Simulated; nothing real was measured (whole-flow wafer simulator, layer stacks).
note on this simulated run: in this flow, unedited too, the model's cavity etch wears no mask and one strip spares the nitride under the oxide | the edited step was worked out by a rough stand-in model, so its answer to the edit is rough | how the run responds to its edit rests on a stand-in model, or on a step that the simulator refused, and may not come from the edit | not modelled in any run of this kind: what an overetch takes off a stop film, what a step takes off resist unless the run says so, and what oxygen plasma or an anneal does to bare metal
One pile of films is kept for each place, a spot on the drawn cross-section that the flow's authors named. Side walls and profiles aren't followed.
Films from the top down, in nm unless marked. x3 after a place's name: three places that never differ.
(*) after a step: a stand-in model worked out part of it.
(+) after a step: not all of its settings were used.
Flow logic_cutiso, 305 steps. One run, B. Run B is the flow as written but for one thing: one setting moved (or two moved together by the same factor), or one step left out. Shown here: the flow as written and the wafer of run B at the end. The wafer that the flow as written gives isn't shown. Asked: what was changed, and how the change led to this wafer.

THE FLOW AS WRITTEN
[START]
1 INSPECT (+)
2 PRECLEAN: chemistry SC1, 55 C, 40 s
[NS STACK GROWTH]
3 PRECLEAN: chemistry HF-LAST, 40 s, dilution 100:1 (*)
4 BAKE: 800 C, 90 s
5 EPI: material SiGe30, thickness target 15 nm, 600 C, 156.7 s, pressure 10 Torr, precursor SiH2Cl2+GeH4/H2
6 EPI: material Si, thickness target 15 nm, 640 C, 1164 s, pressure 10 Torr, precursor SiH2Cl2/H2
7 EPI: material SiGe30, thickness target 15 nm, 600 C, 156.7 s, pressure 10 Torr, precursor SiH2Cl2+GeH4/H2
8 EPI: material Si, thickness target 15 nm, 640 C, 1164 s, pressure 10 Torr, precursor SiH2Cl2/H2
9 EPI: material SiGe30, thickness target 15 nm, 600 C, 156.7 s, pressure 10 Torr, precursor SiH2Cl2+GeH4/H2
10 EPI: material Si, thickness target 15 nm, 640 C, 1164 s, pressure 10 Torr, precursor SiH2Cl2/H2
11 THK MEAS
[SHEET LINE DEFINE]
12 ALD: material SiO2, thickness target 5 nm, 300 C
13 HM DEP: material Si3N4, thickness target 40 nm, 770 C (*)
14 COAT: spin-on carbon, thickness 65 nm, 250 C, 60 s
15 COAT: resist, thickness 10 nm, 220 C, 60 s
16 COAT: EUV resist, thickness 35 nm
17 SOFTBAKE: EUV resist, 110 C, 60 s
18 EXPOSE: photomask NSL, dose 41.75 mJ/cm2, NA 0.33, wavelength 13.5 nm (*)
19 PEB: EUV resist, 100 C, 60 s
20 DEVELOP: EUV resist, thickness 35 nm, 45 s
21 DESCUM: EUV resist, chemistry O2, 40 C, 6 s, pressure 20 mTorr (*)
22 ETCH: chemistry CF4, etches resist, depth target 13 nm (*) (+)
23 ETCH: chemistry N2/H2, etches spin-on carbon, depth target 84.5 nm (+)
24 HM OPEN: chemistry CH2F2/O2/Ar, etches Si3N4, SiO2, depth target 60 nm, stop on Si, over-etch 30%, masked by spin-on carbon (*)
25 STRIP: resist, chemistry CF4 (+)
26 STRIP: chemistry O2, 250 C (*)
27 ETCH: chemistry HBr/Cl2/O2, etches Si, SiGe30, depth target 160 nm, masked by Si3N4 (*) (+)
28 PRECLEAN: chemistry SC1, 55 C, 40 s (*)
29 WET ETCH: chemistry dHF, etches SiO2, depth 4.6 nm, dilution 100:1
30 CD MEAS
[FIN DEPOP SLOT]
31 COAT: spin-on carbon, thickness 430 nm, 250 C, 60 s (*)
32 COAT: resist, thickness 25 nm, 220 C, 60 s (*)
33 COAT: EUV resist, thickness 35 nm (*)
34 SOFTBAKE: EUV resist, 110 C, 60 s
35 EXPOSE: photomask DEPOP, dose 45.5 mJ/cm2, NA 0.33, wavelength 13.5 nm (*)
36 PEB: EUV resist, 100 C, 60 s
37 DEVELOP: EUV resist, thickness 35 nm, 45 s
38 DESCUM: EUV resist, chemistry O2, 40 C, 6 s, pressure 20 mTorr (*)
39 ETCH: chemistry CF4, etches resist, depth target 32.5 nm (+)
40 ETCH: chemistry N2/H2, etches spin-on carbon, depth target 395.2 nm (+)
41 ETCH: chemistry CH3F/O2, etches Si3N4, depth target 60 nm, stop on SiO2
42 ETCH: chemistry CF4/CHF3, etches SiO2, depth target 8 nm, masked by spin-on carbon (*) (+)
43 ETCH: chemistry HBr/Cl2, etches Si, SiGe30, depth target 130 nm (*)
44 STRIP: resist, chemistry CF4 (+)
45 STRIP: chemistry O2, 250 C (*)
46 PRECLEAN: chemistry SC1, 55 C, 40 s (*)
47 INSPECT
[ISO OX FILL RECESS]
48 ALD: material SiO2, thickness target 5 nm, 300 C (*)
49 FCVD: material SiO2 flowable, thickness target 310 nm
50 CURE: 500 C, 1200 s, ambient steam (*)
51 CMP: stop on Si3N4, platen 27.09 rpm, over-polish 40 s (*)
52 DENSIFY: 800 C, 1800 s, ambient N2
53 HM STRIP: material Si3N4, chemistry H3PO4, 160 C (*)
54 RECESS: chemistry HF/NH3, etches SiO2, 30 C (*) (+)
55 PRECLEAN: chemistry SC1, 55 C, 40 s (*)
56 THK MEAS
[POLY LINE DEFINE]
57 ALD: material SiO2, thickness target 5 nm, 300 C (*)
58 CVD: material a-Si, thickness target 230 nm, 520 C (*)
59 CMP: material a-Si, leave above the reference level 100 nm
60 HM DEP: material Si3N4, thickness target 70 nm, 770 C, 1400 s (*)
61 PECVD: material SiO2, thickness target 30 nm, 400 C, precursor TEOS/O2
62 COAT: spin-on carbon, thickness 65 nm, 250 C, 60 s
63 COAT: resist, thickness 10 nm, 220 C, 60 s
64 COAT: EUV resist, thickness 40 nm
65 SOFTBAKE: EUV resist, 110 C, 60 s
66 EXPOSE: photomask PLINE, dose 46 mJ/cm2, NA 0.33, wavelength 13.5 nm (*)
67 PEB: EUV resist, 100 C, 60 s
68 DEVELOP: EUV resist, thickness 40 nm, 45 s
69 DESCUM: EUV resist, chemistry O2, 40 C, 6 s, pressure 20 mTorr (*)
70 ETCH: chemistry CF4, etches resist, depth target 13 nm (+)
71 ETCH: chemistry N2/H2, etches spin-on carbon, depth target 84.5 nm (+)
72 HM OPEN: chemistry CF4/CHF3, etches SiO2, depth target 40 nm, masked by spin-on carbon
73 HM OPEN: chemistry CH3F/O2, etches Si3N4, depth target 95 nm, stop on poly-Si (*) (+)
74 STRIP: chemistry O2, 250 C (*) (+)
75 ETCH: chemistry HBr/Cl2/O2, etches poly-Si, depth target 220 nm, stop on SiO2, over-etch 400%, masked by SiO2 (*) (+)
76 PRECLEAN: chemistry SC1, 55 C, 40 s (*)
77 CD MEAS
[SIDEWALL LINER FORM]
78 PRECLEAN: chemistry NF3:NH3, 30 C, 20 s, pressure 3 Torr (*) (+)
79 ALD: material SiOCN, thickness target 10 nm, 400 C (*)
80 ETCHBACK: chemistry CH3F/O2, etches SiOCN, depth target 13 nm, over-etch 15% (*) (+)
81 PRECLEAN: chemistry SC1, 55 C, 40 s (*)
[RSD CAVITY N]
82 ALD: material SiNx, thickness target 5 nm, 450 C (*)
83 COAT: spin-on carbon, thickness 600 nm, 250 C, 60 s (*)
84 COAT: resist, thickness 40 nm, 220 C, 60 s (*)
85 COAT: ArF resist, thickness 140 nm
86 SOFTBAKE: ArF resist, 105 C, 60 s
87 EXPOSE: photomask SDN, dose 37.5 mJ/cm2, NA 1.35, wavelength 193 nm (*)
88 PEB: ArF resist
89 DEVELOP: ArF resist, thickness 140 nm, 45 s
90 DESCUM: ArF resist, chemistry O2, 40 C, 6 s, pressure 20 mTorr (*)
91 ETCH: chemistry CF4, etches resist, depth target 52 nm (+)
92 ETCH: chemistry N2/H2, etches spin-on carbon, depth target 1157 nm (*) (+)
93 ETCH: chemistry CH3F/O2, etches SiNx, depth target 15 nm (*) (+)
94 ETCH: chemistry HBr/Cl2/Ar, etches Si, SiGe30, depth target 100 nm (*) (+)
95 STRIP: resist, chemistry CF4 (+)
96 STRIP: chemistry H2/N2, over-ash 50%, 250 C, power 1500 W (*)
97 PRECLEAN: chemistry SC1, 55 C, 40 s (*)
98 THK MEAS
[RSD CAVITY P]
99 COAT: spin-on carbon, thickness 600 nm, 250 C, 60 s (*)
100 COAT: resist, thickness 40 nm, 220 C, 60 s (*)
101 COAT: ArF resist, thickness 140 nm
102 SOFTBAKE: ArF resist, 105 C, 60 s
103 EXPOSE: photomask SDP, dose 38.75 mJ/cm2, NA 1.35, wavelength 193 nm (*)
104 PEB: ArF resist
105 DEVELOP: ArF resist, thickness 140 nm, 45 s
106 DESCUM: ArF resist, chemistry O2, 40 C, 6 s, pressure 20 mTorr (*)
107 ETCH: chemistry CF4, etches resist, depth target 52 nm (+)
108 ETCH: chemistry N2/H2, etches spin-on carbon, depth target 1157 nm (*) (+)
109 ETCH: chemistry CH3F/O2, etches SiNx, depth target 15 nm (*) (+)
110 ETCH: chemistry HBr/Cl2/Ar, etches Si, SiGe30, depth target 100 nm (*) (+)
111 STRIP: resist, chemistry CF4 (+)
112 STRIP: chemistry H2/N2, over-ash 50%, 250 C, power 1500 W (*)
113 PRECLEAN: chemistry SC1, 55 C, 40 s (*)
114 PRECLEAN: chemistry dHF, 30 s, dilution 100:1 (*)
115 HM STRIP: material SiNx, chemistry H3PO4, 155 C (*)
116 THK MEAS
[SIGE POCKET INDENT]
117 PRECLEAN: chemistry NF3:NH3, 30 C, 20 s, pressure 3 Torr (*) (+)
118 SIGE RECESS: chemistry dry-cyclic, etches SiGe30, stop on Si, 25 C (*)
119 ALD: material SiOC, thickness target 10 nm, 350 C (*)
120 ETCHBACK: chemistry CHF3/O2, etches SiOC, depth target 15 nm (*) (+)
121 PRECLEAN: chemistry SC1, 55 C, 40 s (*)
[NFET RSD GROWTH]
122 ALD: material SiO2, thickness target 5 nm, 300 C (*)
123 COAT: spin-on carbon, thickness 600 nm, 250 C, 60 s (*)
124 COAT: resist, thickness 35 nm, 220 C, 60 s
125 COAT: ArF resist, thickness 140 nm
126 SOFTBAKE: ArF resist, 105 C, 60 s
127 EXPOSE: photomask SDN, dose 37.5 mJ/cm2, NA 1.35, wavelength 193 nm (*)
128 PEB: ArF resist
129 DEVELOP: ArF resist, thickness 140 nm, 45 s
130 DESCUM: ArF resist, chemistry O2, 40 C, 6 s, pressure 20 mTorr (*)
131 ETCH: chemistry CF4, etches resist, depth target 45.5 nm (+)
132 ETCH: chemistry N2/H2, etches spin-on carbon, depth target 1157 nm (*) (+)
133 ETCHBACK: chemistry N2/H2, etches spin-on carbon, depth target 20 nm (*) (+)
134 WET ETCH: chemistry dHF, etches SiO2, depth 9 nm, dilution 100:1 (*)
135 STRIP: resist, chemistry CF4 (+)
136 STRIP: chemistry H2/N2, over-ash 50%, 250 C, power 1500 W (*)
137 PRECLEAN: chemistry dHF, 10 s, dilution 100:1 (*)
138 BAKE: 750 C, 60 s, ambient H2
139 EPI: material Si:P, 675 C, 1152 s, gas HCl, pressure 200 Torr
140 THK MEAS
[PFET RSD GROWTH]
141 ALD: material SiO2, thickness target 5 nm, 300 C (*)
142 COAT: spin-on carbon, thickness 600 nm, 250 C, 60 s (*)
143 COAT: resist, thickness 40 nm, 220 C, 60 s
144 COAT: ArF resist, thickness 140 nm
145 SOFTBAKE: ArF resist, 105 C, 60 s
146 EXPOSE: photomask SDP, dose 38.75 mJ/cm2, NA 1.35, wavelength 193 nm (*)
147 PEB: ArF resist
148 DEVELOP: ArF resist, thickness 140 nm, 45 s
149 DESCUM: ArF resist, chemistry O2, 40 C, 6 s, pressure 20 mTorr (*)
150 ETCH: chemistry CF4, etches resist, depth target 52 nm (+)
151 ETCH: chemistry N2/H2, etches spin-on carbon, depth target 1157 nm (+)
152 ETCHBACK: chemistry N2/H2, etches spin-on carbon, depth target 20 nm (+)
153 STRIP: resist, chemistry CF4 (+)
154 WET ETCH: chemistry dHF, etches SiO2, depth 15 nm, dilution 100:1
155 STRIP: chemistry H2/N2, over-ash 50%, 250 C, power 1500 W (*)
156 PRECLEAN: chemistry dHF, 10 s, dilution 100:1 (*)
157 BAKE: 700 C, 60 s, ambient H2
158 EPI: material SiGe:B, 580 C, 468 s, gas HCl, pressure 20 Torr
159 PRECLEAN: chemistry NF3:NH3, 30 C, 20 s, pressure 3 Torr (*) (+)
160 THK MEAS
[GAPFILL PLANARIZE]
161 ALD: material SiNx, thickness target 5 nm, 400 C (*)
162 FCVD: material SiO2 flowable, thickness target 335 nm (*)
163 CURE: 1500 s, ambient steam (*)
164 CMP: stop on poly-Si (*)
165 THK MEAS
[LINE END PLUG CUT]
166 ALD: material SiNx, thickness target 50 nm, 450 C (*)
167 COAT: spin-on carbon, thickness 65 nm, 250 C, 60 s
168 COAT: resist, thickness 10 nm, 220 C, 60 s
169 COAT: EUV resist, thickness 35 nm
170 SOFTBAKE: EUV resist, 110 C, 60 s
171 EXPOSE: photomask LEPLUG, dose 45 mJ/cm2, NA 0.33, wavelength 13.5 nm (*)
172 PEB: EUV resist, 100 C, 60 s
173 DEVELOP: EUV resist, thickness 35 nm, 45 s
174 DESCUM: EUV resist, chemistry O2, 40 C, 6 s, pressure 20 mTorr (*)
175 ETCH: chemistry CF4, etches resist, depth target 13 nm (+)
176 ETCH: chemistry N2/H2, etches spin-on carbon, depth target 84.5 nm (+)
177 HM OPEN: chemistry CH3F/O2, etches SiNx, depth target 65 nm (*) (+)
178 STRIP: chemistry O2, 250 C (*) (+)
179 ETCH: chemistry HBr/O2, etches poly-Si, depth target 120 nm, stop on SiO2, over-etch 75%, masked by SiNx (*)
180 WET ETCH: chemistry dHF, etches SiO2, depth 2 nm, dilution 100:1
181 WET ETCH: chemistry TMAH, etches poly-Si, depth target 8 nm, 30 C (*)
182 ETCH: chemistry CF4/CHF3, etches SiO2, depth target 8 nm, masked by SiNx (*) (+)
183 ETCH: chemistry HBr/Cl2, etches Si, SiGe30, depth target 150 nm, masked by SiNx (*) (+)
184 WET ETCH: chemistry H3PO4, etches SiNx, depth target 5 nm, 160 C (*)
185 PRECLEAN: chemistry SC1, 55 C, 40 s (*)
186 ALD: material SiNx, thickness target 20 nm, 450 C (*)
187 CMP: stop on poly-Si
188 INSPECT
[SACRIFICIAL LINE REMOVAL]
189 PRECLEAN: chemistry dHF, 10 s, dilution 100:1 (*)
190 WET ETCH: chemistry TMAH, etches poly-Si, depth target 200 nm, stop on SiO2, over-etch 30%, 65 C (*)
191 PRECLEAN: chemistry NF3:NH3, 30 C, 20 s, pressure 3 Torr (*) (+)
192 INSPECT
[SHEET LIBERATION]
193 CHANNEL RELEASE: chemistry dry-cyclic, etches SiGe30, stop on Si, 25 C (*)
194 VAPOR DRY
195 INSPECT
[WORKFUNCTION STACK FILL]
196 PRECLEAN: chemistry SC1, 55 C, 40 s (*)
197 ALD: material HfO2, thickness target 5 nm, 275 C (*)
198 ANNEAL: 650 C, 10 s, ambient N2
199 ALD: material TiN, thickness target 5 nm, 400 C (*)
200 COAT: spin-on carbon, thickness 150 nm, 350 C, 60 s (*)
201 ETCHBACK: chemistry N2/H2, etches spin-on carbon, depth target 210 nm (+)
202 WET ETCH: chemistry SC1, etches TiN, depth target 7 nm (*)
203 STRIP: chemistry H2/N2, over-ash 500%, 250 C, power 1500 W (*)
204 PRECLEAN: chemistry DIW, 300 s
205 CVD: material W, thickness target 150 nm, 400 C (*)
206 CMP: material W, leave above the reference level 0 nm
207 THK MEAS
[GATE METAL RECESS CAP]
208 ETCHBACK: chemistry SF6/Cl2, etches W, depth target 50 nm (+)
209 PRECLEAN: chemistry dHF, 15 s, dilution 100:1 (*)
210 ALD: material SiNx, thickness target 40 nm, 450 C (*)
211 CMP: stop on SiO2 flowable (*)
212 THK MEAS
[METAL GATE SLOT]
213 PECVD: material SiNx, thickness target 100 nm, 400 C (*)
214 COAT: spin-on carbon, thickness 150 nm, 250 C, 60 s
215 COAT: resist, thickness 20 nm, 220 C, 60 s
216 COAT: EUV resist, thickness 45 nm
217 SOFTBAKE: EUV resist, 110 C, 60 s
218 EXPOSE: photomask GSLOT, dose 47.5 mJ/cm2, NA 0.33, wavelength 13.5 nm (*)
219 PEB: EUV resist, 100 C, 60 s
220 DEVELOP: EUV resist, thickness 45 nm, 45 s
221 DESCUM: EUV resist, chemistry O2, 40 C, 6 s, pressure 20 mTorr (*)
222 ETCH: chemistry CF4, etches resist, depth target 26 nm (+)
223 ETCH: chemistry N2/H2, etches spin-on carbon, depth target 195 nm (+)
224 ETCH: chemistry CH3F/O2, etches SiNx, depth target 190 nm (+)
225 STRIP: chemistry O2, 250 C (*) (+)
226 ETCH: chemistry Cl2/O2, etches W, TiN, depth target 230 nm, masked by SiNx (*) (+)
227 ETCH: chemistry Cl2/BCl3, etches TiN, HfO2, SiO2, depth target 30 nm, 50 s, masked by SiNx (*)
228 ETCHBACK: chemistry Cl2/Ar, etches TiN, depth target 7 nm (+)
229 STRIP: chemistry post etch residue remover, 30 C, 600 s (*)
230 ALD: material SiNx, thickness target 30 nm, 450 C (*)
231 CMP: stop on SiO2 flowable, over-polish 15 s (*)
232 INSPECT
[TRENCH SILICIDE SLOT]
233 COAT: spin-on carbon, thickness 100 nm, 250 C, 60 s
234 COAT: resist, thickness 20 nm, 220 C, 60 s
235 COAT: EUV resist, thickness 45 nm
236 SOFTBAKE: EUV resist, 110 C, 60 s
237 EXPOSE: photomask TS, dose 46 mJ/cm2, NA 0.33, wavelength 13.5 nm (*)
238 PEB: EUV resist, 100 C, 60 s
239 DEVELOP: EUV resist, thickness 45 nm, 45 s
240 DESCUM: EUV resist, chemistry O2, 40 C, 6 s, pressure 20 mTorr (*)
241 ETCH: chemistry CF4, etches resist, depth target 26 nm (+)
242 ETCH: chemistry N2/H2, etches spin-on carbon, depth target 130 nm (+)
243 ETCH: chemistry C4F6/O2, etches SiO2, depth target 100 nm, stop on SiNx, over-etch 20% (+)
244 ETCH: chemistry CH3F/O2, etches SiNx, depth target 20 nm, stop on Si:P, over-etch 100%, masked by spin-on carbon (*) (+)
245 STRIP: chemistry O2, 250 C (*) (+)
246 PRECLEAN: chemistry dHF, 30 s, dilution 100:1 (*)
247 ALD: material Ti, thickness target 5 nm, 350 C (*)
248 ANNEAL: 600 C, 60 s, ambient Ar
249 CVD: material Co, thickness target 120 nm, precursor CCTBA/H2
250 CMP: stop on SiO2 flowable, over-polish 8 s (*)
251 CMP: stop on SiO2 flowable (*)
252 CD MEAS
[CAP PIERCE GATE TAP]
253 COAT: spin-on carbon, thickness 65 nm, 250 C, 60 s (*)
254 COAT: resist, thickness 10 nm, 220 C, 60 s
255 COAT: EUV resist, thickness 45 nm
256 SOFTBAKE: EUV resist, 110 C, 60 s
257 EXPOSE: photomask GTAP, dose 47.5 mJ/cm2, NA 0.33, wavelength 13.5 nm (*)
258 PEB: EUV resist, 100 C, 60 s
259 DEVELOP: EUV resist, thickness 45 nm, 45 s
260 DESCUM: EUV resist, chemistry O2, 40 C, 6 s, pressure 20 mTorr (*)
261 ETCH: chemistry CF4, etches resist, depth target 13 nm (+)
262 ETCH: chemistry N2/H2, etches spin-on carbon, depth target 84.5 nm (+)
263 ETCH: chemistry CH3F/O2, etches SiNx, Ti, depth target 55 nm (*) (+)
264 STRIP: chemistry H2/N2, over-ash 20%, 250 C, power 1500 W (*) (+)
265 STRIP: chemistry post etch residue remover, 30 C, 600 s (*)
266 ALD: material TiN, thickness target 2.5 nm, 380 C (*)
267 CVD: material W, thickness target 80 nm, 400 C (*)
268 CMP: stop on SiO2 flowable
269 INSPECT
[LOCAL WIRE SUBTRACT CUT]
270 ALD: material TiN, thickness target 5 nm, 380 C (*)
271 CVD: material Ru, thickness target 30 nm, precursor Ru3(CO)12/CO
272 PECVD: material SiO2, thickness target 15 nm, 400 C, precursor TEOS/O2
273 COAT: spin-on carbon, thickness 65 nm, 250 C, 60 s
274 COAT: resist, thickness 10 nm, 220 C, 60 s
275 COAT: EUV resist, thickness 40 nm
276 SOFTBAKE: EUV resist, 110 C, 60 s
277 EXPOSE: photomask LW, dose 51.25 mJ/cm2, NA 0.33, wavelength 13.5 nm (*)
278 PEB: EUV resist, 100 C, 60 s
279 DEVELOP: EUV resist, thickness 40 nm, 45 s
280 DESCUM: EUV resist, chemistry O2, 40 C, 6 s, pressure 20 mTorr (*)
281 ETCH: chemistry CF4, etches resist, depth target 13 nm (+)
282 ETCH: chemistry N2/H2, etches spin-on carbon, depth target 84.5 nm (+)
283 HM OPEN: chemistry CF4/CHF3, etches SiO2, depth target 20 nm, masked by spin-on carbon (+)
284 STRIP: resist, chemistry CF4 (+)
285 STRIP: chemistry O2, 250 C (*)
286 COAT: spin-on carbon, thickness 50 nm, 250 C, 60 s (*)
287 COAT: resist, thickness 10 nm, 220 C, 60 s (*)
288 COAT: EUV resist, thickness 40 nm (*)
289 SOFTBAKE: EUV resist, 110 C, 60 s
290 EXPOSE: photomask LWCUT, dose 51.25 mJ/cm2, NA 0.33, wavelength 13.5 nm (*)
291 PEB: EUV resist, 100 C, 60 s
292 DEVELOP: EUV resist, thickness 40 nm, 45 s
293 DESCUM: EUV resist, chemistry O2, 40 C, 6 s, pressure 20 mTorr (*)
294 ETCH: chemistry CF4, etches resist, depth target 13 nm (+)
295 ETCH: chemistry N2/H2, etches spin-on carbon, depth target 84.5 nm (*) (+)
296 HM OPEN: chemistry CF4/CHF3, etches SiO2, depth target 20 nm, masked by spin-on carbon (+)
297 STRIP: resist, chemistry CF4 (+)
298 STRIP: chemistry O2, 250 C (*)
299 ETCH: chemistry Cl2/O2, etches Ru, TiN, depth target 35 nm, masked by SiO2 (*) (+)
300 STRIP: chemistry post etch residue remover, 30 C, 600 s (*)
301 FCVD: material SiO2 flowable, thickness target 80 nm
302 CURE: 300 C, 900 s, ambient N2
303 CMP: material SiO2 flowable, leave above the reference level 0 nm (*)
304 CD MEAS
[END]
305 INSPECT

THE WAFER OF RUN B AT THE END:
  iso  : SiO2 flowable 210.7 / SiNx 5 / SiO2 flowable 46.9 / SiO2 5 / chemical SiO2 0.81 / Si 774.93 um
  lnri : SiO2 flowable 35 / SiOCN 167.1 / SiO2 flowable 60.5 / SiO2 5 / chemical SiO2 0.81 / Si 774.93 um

The cause: step 119, ALD: thickness target 5 nm was run, where the flow has thickness target 10 nm.

How the change led to this, step by step:
  119 ALD: material SiOC, thickness target 10 nm, 350 C (*)
      depop, dpovl, gfld and 14 more: SiOC +5 (new film) (as written it would be: SiOC +10 (new film))
      lnr, lnrp, lnrt: SiOC +5 (new film), SiOC +16 (new film), cavity -16 (all of it), SiOC +16 (new film), cavity -16 (all of it), SiOC +16 (new film), cavity -16 (all of it) (as written it would be: SiOC +10 (new film), SiOC +16 (new film), cavity -16 (all of it), SiOC +16 (new film), cavity -16 (all of it), SiOC +16 (new film), cavity -16 (all of it))
      (and at 2 more places)
  120 ETCHBACK: chemistry CHF3/O2, etches SiOC, depth target 15 nm (*) (+)
      depop, dpovl, gfld, gxf, isow, ns, nsgap, plug: SiOC -5 (all of it), SiO2 -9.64 (all of it), Si3N4 -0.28 (as written it would be: SiOC -10 (all of it), SiO2 -5)
      gxn: SiOC -5 (all of it), SiO2 -4.21 (all of it), Si3N4 -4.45 (as written it would be: SiOC -11 (all of it), SiO2 -4.21 (all of it))
      (and at 13 more places)
  122 ALD: material SiO2, thickness target 5 nm, 300 C (*)
      depop, dpovl, gfld, gxf, isow, ns, nsgap, plug: SiO2 +5 (new film) (as written it would be: SiO2 +5)
  141 ALD: material SiO2, thickness target 5 nm, 300 C (*)
      gxn: SiO2 +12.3 (new film) (as written it would be: SiO2 +10.1 (new film))
      gxp: SiO2 +5.79 (as written it would be: SiO2 +5)
  153 STRIP: resist, chemistry CF4 (+)
      gxp: SiO2 -3.74 (all of it) (as written it would be: SiO2 -3.06 (all of it))
  159 PRECLEAN: chemistry NF3:NH3, 30 C, 20 s, pressure 3 Torr (*) (+)
      depop, dpovl, gfld, gxf, isow, ns, nsgap, plug: SiO2 -6.96 (all of it) (as written it would be: SiO2 -7.43)
  161 ALD: material SiNx, thickness target 5 nm, 400 C (*)
      gxp: SiNx +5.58 (new film) (as written it would be: SiNx +5 (new film))
  164 CMP: stop on poly-Si (*)
      depop, dpovl, isow, ns, nsgap: SiO2 flowable -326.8 (all of it), SiNx -5 (all of it), Si3N4 -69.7 (all of it) (as written it would be: SiO2 flowable -326.8 (all of it), SiNx -5 (all of it), SiO2 -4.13 (all of it), Si3N4 -70 (all of it))
      gfld, gxf: SiO2 flowable -254.1 (all of it), SiNx -5 (all of it), Si3N4 -69.7 (all of it) (as written it would be: SiO2 flowable -251.9 (all of it), SiNx -5 (all of it), SiO2 -4.13 (all of it), Si3N4 -70 (all of it))
      (and at 10 more places)
